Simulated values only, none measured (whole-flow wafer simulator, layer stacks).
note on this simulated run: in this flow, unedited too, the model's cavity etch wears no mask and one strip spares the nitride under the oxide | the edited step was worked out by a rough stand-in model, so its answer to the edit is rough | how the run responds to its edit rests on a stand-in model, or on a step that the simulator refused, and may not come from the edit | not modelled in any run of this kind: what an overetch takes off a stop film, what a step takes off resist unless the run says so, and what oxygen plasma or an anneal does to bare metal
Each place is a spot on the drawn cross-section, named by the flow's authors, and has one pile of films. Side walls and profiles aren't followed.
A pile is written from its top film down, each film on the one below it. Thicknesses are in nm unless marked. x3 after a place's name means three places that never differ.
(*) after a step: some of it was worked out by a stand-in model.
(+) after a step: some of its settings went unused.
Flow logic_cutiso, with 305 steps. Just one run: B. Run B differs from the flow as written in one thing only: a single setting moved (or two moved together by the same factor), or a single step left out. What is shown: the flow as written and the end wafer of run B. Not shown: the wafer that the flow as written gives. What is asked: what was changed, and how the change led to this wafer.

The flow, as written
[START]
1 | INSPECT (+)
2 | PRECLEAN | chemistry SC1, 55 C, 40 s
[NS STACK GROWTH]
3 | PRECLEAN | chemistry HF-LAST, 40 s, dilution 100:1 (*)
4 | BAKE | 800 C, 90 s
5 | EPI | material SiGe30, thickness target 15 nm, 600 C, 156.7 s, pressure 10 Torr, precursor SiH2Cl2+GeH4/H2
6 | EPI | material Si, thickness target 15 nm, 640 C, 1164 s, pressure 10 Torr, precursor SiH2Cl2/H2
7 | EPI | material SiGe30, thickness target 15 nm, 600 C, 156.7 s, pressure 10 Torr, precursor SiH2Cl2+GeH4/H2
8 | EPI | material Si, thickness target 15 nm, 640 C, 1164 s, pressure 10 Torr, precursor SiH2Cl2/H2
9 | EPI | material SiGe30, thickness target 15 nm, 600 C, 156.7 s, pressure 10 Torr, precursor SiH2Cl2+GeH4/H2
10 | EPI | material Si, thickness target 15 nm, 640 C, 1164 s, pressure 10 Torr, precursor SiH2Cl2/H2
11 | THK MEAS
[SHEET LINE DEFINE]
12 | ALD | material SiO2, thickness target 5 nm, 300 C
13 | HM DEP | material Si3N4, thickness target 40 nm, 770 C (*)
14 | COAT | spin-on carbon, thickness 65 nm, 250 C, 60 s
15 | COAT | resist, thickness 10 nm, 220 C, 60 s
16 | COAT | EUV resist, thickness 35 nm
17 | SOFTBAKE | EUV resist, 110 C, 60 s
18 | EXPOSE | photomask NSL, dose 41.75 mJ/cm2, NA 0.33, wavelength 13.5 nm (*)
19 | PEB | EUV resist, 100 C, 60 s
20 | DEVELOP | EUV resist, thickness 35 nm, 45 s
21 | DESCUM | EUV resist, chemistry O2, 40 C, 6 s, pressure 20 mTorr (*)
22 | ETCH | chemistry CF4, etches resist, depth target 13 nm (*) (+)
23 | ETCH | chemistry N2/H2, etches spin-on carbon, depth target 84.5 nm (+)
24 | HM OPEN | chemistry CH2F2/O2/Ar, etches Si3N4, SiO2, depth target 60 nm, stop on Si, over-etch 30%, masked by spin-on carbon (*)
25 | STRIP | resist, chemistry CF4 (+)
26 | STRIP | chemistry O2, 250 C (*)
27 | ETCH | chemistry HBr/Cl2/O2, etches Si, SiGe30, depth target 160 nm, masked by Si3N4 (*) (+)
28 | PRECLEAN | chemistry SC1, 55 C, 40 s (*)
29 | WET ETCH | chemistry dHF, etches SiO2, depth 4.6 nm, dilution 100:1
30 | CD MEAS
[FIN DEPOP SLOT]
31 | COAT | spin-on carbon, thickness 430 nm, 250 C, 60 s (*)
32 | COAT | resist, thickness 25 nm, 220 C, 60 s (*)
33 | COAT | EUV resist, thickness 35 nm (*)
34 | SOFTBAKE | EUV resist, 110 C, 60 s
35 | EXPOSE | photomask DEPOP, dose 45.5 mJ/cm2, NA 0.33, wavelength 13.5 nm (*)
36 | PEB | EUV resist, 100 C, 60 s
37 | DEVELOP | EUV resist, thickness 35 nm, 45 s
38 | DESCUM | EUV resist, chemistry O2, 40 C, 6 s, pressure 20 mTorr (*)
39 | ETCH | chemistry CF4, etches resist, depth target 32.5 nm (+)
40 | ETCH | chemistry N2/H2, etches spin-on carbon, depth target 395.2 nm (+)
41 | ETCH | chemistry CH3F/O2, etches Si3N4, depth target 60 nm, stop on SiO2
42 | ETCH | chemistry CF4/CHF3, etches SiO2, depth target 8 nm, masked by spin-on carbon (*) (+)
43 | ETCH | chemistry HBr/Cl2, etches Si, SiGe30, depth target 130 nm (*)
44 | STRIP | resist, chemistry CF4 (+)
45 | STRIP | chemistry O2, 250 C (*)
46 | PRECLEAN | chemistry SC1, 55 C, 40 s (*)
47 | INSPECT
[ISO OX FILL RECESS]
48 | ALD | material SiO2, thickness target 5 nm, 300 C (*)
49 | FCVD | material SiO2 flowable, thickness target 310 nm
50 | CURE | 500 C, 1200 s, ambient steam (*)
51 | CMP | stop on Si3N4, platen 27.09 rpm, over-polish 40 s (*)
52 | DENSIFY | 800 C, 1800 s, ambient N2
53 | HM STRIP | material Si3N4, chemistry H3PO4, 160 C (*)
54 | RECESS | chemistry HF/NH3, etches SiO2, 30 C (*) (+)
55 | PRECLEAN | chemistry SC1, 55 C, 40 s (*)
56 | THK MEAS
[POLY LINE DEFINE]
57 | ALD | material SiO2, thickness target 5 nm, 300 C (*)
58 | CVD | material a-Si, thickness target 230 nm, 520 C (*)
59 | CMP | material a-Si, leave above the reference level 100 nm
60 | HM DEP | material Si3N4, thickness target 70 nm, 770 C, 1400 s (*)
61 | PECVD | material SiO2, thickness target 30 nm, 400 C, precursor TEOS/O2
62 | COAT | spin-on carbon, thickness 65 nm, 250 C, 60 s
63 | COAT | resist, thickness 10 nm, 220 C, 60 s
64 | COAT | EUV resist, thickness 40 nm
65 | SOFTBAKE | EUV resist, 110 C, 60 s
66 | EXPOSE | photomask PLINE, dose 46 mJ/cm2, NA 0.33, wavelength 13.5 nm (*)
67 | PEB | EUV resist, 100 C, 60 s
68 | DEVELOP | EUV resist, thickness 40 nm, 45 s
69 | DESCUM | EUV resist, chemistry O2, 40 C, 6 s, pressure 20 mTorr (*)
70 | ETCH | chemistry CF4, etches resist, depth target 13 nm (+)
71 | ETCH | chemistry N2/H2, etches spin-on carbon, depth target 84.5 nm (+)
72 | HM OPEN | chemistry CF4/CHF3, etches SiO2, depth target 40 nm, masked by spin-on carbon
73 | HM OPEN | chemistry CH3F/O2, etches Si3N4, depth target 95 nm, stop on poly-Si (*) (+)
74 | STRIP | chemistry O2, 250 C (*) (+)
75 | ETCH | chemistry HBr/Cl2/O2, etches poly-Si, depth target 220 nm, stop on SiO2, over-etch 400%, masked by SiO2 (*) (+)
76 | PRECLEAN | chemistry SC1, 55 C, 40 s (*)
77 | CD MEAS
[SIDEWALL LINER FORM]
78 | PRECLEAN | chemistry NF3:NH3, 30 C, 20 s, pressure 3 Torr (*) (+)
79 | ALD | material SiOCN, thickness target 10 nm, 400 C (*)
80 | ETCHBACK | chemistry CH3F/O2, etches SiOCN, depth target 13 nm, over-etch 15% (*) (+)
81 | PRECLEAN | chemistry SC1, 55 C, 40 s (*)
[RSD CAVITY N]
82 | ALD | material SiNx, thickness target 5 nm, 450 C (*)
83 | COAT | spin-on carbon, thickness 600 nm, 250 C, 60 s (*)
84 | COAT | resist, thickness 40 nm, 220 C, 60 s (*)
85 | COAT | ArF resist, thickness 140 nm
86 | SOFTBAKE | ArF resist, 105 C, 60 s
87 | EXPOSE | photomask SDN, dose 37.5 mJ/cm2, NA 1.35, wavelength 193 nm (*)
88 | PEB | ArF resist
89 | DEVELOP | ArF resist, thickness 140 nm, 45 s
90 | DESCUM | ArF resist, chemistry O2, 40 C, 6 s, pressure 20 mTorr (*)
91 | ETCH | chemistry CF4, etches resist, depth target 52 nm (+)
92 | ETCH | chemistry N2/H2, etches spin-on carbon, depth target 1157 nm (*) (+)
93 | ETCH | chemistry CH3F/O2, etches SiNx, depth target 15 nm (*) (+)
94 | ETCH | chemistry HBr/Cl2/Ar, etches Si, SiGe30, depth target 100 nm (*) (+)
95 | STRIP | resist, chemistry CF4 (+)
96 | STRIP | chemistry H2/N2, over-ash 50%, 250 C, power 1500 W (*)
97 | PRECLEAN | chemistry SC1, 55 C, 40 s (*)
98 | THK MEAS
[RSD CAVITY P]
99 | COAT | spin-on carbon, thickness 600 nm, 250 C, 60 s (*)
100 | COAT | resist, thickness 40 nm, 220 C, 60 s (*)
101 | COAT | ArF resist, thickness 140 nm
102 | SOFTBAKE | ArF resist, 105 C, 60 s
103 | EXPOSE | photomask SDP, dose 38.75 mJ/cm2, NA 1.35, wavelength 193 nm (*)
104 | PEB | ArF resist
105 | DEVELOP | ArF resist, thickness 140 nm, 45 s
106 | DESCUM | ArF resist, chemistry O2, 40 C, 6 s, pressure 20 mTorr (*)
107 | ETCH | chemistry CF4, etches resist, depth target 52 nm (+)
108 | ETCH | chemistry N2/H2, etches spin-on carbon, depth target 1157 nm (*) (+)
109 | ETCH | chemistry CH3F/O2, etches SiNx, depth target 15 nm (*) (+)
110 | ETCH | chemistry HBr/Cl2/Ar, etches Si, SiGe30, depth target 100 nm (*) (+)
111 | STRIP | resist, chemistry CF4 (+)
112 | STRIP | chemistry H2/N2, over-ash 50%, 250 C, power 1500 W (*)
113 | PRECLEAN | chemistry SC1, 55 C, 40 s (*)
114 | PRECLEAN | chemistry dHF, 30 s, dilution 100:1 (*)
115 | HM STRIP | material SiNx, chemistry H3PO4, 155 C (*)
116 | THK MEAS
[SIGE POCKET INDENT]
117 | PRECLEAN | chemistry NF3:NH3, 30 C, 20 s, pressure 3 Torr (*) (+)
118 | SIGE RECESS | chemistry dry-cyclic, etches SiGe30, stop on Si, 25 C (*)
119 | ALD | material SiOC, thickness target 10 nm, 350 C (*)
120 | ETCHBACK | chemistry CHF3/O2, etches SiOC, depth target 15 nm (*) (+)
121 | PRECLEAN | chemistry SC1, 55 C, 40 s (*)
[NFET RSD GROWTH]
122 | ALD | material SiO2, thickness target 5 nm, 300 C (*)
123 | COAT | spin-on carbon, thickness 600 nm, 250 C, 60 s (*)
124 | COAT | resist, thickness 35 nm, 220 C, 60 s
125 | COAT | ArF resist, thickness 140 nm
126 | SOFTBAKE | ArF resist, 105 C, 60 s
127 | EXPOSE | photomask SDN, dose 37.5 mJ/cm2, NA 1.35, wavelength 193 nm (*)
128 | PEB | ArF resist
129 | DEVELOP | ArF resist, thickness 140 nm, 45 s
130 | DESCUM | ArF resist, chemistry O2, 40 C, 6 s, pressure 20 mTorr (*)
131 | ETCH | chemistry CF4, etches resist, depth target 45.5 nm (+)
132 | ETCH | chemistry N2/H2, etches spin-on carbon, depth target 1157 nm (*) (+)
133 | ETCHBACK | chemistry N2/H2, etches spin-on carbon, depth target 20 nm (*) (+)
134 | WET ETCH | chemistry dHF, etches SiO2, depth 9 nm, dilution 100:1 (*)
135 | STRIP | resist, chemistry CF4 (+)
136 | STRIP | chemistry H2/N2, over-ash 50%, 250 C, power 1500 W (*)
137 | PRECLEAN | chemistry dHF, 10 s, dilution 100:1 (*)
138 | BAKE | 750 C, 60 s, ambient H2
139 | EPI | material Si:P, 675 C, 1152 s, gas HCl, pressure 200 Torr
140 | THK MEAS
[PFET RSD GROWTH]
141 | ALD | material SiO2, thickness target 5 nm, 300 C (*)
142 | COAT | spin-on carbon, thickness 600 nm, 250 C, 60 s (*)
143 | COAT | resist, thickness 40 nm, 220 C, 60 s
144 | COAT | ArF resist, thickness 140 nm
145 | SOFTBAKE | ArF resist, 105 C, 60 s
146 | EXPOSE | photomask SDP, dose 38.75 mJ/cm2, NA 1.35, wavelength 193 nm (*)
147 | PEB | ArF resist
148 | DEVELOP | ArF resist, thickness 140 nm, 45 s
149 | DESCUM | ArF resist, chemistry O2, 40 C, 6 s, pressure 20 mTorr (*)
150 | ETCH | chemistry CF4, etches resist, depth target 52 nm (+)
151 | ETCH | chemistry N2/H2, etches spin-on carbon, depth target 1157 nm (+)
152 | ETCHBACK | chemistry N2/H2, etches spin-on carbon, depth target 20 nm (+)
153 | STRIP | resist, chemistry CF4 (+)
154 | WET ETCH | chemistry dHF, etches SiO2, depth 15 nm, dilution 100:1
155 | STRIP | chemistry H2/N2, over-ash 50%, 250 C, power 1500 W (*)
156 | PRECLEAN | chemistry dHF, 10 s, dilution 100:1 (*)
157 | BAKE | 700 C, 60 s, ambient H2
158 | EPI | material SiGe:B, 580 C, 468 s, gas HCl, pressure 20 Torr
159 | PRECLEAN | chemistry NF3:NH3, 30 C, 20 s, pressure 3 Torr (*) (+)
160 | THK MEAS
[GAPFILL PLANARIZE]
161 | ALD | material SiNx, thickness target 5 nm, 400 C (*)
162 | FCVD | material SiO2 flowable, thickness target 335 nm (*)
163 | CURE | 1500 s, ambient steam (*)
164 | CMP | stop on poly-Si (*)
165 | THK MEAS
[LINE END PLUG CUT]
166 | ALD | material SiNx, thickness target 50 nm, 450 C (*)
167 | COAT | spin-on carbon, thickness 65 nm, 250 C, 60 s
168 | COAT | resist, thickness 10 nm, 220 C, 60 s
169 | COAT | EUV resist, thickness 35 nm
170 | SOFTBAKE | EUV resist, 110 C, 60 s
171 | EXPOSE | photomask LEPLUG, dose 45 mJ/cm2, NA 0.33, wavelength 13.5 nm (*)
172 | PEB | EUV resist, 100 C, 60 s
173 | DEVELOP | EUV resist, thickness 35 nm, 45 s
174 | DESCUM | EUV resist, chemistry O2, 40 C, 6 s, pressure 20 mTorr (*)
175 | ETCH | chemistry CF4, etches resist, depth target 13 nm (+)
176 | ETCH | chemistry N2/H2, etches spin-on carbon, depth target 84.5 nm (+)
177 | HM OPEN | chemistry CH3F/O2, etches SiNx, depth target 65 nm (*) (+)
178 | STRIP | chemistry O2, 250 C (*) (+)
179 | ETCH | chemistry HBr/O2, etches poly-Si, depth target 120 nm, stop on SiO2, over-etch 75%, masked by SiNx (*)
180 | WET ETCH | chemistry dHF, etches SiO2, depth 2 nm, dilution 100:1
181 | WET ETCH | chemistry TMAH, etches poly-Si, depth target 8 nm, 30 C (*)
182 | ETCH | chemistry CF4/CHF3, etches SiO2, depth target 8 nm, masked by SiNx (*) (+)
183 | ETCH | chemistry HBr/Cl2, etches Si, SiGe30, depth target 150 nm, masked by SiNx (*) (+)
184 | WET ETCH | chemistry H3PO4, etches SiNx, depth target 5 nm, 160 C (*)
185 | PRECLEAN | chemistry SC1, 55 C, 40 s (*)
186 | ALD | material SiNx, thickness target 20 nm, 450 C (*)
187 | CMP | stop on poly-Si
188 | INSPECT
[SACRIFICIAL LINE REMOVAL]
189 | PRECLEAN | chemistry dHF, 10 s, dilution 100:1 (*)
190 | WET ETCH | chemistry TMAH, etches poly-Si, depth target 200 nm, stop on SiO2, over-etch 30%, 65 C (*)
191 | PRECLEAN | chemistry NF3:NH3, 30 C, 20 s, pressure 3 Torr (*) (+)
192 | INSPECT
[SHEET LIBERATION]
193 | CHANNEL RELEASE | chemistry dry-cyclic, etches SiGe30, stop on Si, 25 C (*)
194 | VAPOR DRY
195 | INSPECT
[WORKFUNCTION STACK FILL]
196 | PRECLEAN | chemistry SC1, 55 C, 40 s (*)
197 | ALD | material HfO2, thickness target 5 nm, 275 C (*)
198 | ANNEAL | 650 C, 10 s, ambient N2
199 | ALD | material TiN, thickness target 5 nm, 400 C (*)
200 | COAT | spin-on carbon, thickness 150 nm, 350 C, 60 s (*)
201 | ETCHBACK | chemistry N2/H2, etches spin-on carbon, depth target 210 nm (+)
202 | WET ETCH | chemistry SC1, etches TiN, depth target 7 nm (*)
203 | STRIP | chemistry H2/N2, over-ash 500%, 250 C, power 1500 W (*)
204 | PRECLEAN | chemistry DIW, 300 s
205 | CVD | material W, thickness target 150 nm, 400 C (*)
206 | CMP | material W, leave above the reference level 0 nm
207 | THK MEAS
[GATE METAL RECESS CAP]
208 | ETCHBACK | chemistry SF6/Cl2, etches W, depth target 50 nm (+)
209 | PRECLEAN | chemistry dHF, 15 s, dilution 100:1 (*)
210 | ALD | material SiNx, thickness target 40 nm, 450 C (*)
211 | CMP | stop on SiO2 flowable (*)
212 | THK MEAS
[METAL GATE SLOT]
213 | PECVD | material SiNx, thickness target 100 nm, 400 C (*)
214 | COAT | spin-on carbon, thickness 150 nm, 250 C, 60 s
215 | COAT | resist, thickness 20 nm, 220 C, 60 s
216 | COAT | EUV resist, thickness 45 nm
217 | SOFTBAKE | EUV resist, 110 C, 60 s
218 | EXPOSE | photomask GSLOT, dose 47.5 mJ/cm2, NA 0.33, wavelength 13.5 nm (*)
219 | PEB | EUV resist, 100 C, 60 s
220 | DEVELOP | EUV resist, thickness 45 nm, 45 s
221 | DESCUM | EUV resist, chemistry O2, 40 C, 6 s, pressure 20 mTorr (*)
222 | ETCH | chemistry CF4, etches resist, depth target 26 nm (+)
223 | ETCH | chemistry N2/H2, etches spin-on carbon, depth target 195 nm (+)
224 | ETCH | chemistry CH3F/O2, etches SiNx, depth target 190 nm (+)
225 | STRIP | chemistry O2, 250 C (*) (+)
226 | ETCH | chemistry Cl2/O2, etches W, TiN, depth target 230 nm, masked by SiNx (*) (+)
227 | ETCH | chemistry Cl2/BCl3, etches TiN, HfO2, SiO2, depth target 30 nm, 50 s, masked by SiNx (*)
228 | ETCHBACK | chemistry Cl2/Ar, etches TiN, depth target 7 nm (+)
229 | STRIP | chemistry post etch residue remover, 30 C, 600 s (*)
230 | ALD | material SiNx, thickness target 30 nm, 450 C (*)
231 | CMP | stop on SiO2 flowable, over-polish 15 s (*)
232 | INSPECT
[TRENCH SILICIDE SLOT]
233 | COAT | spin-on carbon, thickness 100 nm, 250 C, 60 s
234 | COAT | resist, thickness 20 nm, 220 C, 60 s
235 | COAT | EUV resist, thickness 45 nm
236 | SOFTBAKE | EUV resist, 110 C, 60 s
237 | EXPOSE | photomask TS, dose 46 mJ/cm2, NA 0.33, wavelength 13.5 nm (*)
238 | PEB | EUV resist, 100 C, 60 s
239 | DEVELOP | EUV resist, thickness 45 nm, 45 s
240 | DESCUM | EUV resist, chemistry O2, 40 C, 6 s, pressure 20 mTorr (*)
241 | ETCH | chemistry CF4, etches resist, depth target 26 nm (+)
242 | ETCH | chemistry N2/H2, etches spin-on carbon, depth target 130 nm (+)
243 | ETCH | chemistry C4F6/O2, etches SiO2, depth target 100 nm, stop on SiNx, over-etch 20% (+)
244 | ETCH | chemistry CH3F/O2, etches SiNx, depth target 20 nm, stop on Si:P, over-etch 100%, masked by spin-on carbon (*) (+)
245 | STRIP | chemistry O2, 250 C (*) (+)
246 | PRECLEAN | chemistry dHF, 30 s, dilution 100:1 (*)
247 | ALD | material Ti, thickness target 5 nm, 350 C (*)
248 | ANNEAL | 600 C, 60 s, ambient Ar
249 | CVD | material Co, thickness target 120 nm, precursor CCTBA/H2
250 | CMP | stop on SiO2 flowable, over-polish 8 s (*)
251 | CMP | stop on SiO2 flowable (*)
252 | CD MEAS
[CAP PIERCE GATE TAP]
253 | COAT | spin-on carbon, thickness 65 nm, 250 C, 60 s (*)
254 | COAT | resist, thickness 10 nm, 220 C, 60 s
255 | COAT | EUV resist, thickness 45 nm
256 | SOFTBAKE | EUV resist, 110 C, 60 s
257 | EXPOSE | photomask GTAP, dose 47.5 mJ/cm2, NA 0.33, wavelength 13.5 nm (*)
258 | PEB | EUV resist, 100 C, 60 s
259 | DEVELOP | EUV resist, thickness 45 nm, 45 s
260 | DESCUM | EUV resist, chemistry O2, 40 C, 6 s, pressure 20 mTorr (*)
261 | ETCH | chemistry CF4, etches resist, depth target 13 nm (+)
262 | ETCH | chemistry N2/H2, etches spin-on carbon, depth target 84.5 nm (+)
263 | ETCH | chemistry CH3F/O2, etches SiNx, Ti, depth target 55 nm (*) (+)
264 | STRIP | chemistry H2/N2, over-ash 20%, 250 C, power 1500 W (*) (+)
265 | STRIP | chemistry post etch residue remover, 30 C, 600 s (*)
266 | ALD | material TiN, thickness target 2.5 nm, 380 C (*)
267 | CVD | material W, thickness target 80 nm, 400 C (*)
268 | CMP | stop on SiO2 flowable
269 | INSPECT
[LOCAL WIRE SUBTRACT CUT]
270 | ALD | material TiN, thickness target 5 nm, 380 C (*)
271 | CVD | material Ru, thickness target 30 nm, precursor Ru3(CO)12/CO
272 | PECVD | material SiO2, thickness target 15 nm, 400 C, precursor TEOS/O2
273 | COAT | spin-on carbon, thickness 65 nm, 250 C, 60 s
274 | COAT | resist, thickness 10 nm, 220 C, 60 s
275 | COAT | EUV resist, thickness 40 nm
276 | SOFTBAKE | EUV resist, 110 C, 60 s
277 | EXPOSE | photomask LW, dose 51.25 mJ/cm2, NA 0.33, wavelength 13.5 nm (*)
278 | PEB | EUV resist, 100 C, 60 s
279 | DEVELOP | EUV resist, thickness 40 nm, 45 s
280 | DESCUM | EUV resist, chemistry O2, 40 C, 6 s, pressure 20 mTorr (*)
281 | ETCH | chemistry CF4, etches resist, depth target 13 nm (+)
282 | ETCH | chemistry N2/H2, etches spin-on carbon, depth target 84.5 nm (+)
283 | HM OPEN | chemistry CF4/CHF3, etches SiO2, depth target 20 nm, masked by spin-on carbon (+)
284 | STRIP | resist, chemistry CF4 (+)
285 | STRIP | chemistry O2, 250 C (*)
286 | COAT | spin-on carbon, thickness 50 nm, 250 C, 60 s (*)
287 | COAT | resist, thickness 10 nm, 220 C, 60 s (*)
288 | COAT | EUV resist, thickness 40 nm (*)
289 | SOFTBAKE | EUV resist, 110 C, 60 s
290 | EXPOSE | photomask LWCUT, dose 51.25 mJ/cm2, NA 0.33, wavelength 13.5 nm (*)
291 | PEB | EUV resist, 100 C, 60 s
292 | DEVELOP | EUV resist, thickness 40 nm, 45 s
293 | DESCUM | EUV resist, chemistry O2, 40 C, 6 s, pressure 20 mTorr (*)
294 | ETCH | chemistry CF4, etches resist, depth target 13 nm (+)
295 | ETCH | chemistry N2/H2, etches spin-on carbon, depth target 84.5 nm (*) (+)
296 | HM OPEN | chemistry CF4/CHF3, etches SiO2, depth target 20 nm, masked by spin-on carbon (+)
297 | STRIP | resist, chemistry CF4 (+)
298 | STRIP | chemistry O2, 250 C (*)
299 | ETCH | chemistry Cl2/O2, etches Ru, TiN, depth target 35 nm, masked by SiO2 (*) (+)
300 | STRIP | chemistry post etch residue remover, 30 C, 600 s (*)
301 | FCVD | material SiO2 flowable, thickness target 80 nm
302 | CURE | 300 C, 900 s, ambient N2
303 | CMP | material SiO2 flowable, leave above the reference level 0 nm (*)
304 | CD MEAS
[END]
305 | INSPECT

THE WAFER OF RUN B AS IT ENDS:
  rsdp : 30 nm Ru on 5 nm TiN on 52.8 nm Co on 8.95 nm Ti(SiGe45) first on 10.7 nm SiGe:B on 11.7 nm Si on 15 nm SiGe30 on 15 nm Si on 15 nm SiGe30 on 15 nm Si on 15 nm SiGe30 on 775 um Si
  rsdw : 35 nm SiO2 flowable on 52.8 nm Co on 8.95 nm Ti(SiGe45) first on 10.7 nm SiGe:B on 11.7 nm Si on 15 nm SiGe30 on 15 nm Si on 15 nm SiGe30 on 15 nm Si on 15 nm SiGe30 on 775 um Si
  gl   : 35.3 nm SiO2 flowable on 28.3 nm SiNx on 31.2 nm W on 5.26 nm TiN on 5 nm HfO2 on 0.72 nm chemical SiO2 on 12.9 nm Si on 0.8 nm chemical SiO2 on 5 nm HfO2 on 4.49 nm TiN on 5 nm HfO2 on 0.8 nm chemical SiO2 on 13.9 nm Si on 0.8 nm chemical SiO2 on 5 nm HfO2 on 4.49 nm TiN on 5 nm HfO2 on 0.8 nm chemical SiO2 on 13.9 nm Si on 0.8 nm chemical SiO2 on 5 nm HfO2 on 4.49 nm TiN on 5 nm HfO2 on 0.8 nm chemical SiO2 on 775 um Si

The reason: step 108, ETCH: depth target 578.5 nm was run, whereas the flow has depth target 1157 nm.

Step by step, how the change led to this:
  108 | ETCH | chemistry N2/H2, etches spin-on carbon, depth target 1157 nm (*) (+)
      rsdp, rsdw: spin-on carbon loses 578.5 (in the flow as written it would be: spin-on carbon loses 691.7 (all of it), SiNx loses 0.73)
      depop, dpovl, gfld and 14 more: ArF resist loses 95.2 (all of it), resist loses 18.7 (in the flow as written it would be: ArF resist loses 95.2 (all of it), resist loses 25.2)
      (also at 3 further places)
  109 | ETCH | chemistry CH3F/O2, etches SiNx, depth target 15 nm (*) (+)
      rsdp, rsdw: spin-on carbon loses 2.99 (in the flow as written it would be: SiNx loses 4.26 (all of it))
      glp, gxp: SiNx loses 4.18 (all of it), SiO2 loses 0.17 (in the flow as written it would be: SiNx loses 2.22 (all of it), SiO2 loses 0.17)
      (also at 1 further place)
  110 | ETCH | chemistry HBr/Cl2/Ar, etches Si, SiGe30, depth target 100 nm (*) (+)
      rsdp, rsdw: nothing (in the flow as written it would be: chemical SiO2 loses 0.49 (all of it), Si loses 12.8 (all of it), SiGe30 loses 15 (all of it), Si loses 15 (all of it), SiGe30 loses 15 (all of it), Si loses 15 (all of it), SiGe30 loses 15 (all of it), Si loses 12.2)
  111 | STRIP | resist, chemistry CF4 (+)
      glp, gxp: SiO2 loses 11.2 (in the flow as written it would be: nothing)
      lnrp: SiOCN loses 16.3 (in the flow as written it would be: nothing)
      (also at 17 further places)
  112 | STRIP | chemistry H2/N2, over-ash 50%, 250 C, power 1500 W (*)
      rsdp, rsdw: spin-on carbon loses 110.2 (all of it) (in the flow as written it would be: nothing)
  114 | PRECLEAN | chemistry dHF, 30 s, dilution 100:1 (*)
      glp, gxp: SiO2 loses 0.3 (all of it), Si3N4 loses 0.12 (in the flow as written it would be: SiO2 loses 4.88)
      rsdp, rsdw: SiNx loses 1 (in the flow as written it would be: chemical SiO2 loses 0.49 (all of it))
  115 | HM STRIP | material SiNx, chemistry H3PO4, 155 C (*)
      glp, gxp: Si3N4 loses 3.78 (in the flow as written it would be: SiO2 loses 0.47)
      rsdp, rsdw: SiNx loses 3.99 (all of it), chemical SiO2 gains 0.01 (in the flow as written it would be: chemical SiO2 gains 0.5 (new film), Si loses 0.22)
  117 | PRECLEAN | chemistry NF3:NH3, 30 C, 20 s, pressure 3 Torr (*) (+)
      glp, gxp: Si3N4 loses 0.2 (in the flow as written it would be: SiO2 loses 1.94)
  119 | ALD | material SiOC, thickness target 10 nm, 350 C (*)
      gxp: SiOC gains 10 (new film) (in the flow as written it would be: SiOC gains 11 (new film))
  120 | ETCHBACK | chemistry CHF3/O2, etches SiOC, depth target 15 nm (*) (+)
      rsdp, rsdw: SiOC loses 10 (all of it), Si loses 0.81 (in the flow as written it would be: SiOC loses 10 (all of it))
      glp: SiOC loses 10 (all of it), Si3N4 loses 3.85 (in the flow as written it would be: SiOC loses 10 (all of it), SiO2 loses 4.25 (all of it), Si3N4 loses 0.58)
      (also at 1 further place)
  122 | ALD | material SiO2, thickness target 5 nm, 300 C (*)
      gxp: SiO2 gains 5 (new film) (in the flow as written it would be: SiO2 gains 6.75 (new film))
  123 | COAT | spin-on carbon, thickness 600 nm, 250 C, 60 s (*)
      rsdp, rsdw: spin-on carbon gains 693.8 (new film) (in the flow as written it would be: spin-on carbon gains 783.2 (new film))
      glp: spin-on carbon gains 524.9 (new film) (in the flow as written it would be: spin-on carbon gains 507 (new film))
      (also at 2 further places)
  132 | ETCH | chemistry N2/H2, etches spin-on carbon, depth target 1157 nm (*) (+)
      lnr, lnrt: spin-on carbon loses 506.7 (all of it), SiO2 loses 5 (all of it), SiOCN loses 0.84 (in the flow as written it would be: spin-on carbon loses 496.5 (all of it), SiO2 loses 5 (all of it), SiOCN loses 0.84)
      gxn: spin-on carbon loses 509.6 (all of it), SiO2 loses 6.06 (in the flow as written it would be: spin-on carbon loses 499.4 (all of it), SiO2 loses 6.06)
  135 | STRIP | resist, chemistry CF4 (+)
      gl: Si3N4 loses 11.7 (in the flow as written it would be: Si3N4 loses 12.3)
  136 | STRIP | chemistry H2/N2, over-ash 50%, 250 C, power 1500 W (*)
      rsdp, rsdw: spin-on carbon loses 693.8 (all of it) (in the flow as written it would be: spin-on carbon loses 783.2 (all of it))
      glp: spin-on carbon loses 524.9 (all of it) (in the flow as written it would be: spin-on carbon loses 507 (all of it))
      (also at 2 further places)
  142 | COAT | spin-on carbon, thickness 600 nm, 250 C, 60 s (*)
      glp: spin-on carbon gains 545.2 (new film) (in the flow as written it would be: spin-on carbon gains 530.5 (new film))
      gxp: spin-on carbon gains 545.1 (new film) (in the flow as written it would be: spin-on carbon gains 528.2 (new film))
      (also at 3 further places)
  ... 5 other steps ...
  164 | CMP | stop on poly-Si (*)
      glp: SiO2 flowable loses 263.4 (all of it), SiNx loses 5 (all of it), Si3N4 loses 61 (all of it) (in the flow as written it would be: SiO2 flowable loses 257.4 (all of it), SiNx loses 5 (all of it), Si3N4 loses 68.6 (all of it))
      gxp: SiO2 flowable loses 263.4 (all of it), SiNx loses 5 (all of it), Si3N4 loses 61 (all of it) (in the flow as written it would be: SiO2 flowable loses 256.8 (all of it), SiNx loses 5 (all of it), Si3N4 loses 69.2 (all of it))
      (also at 1 further place)
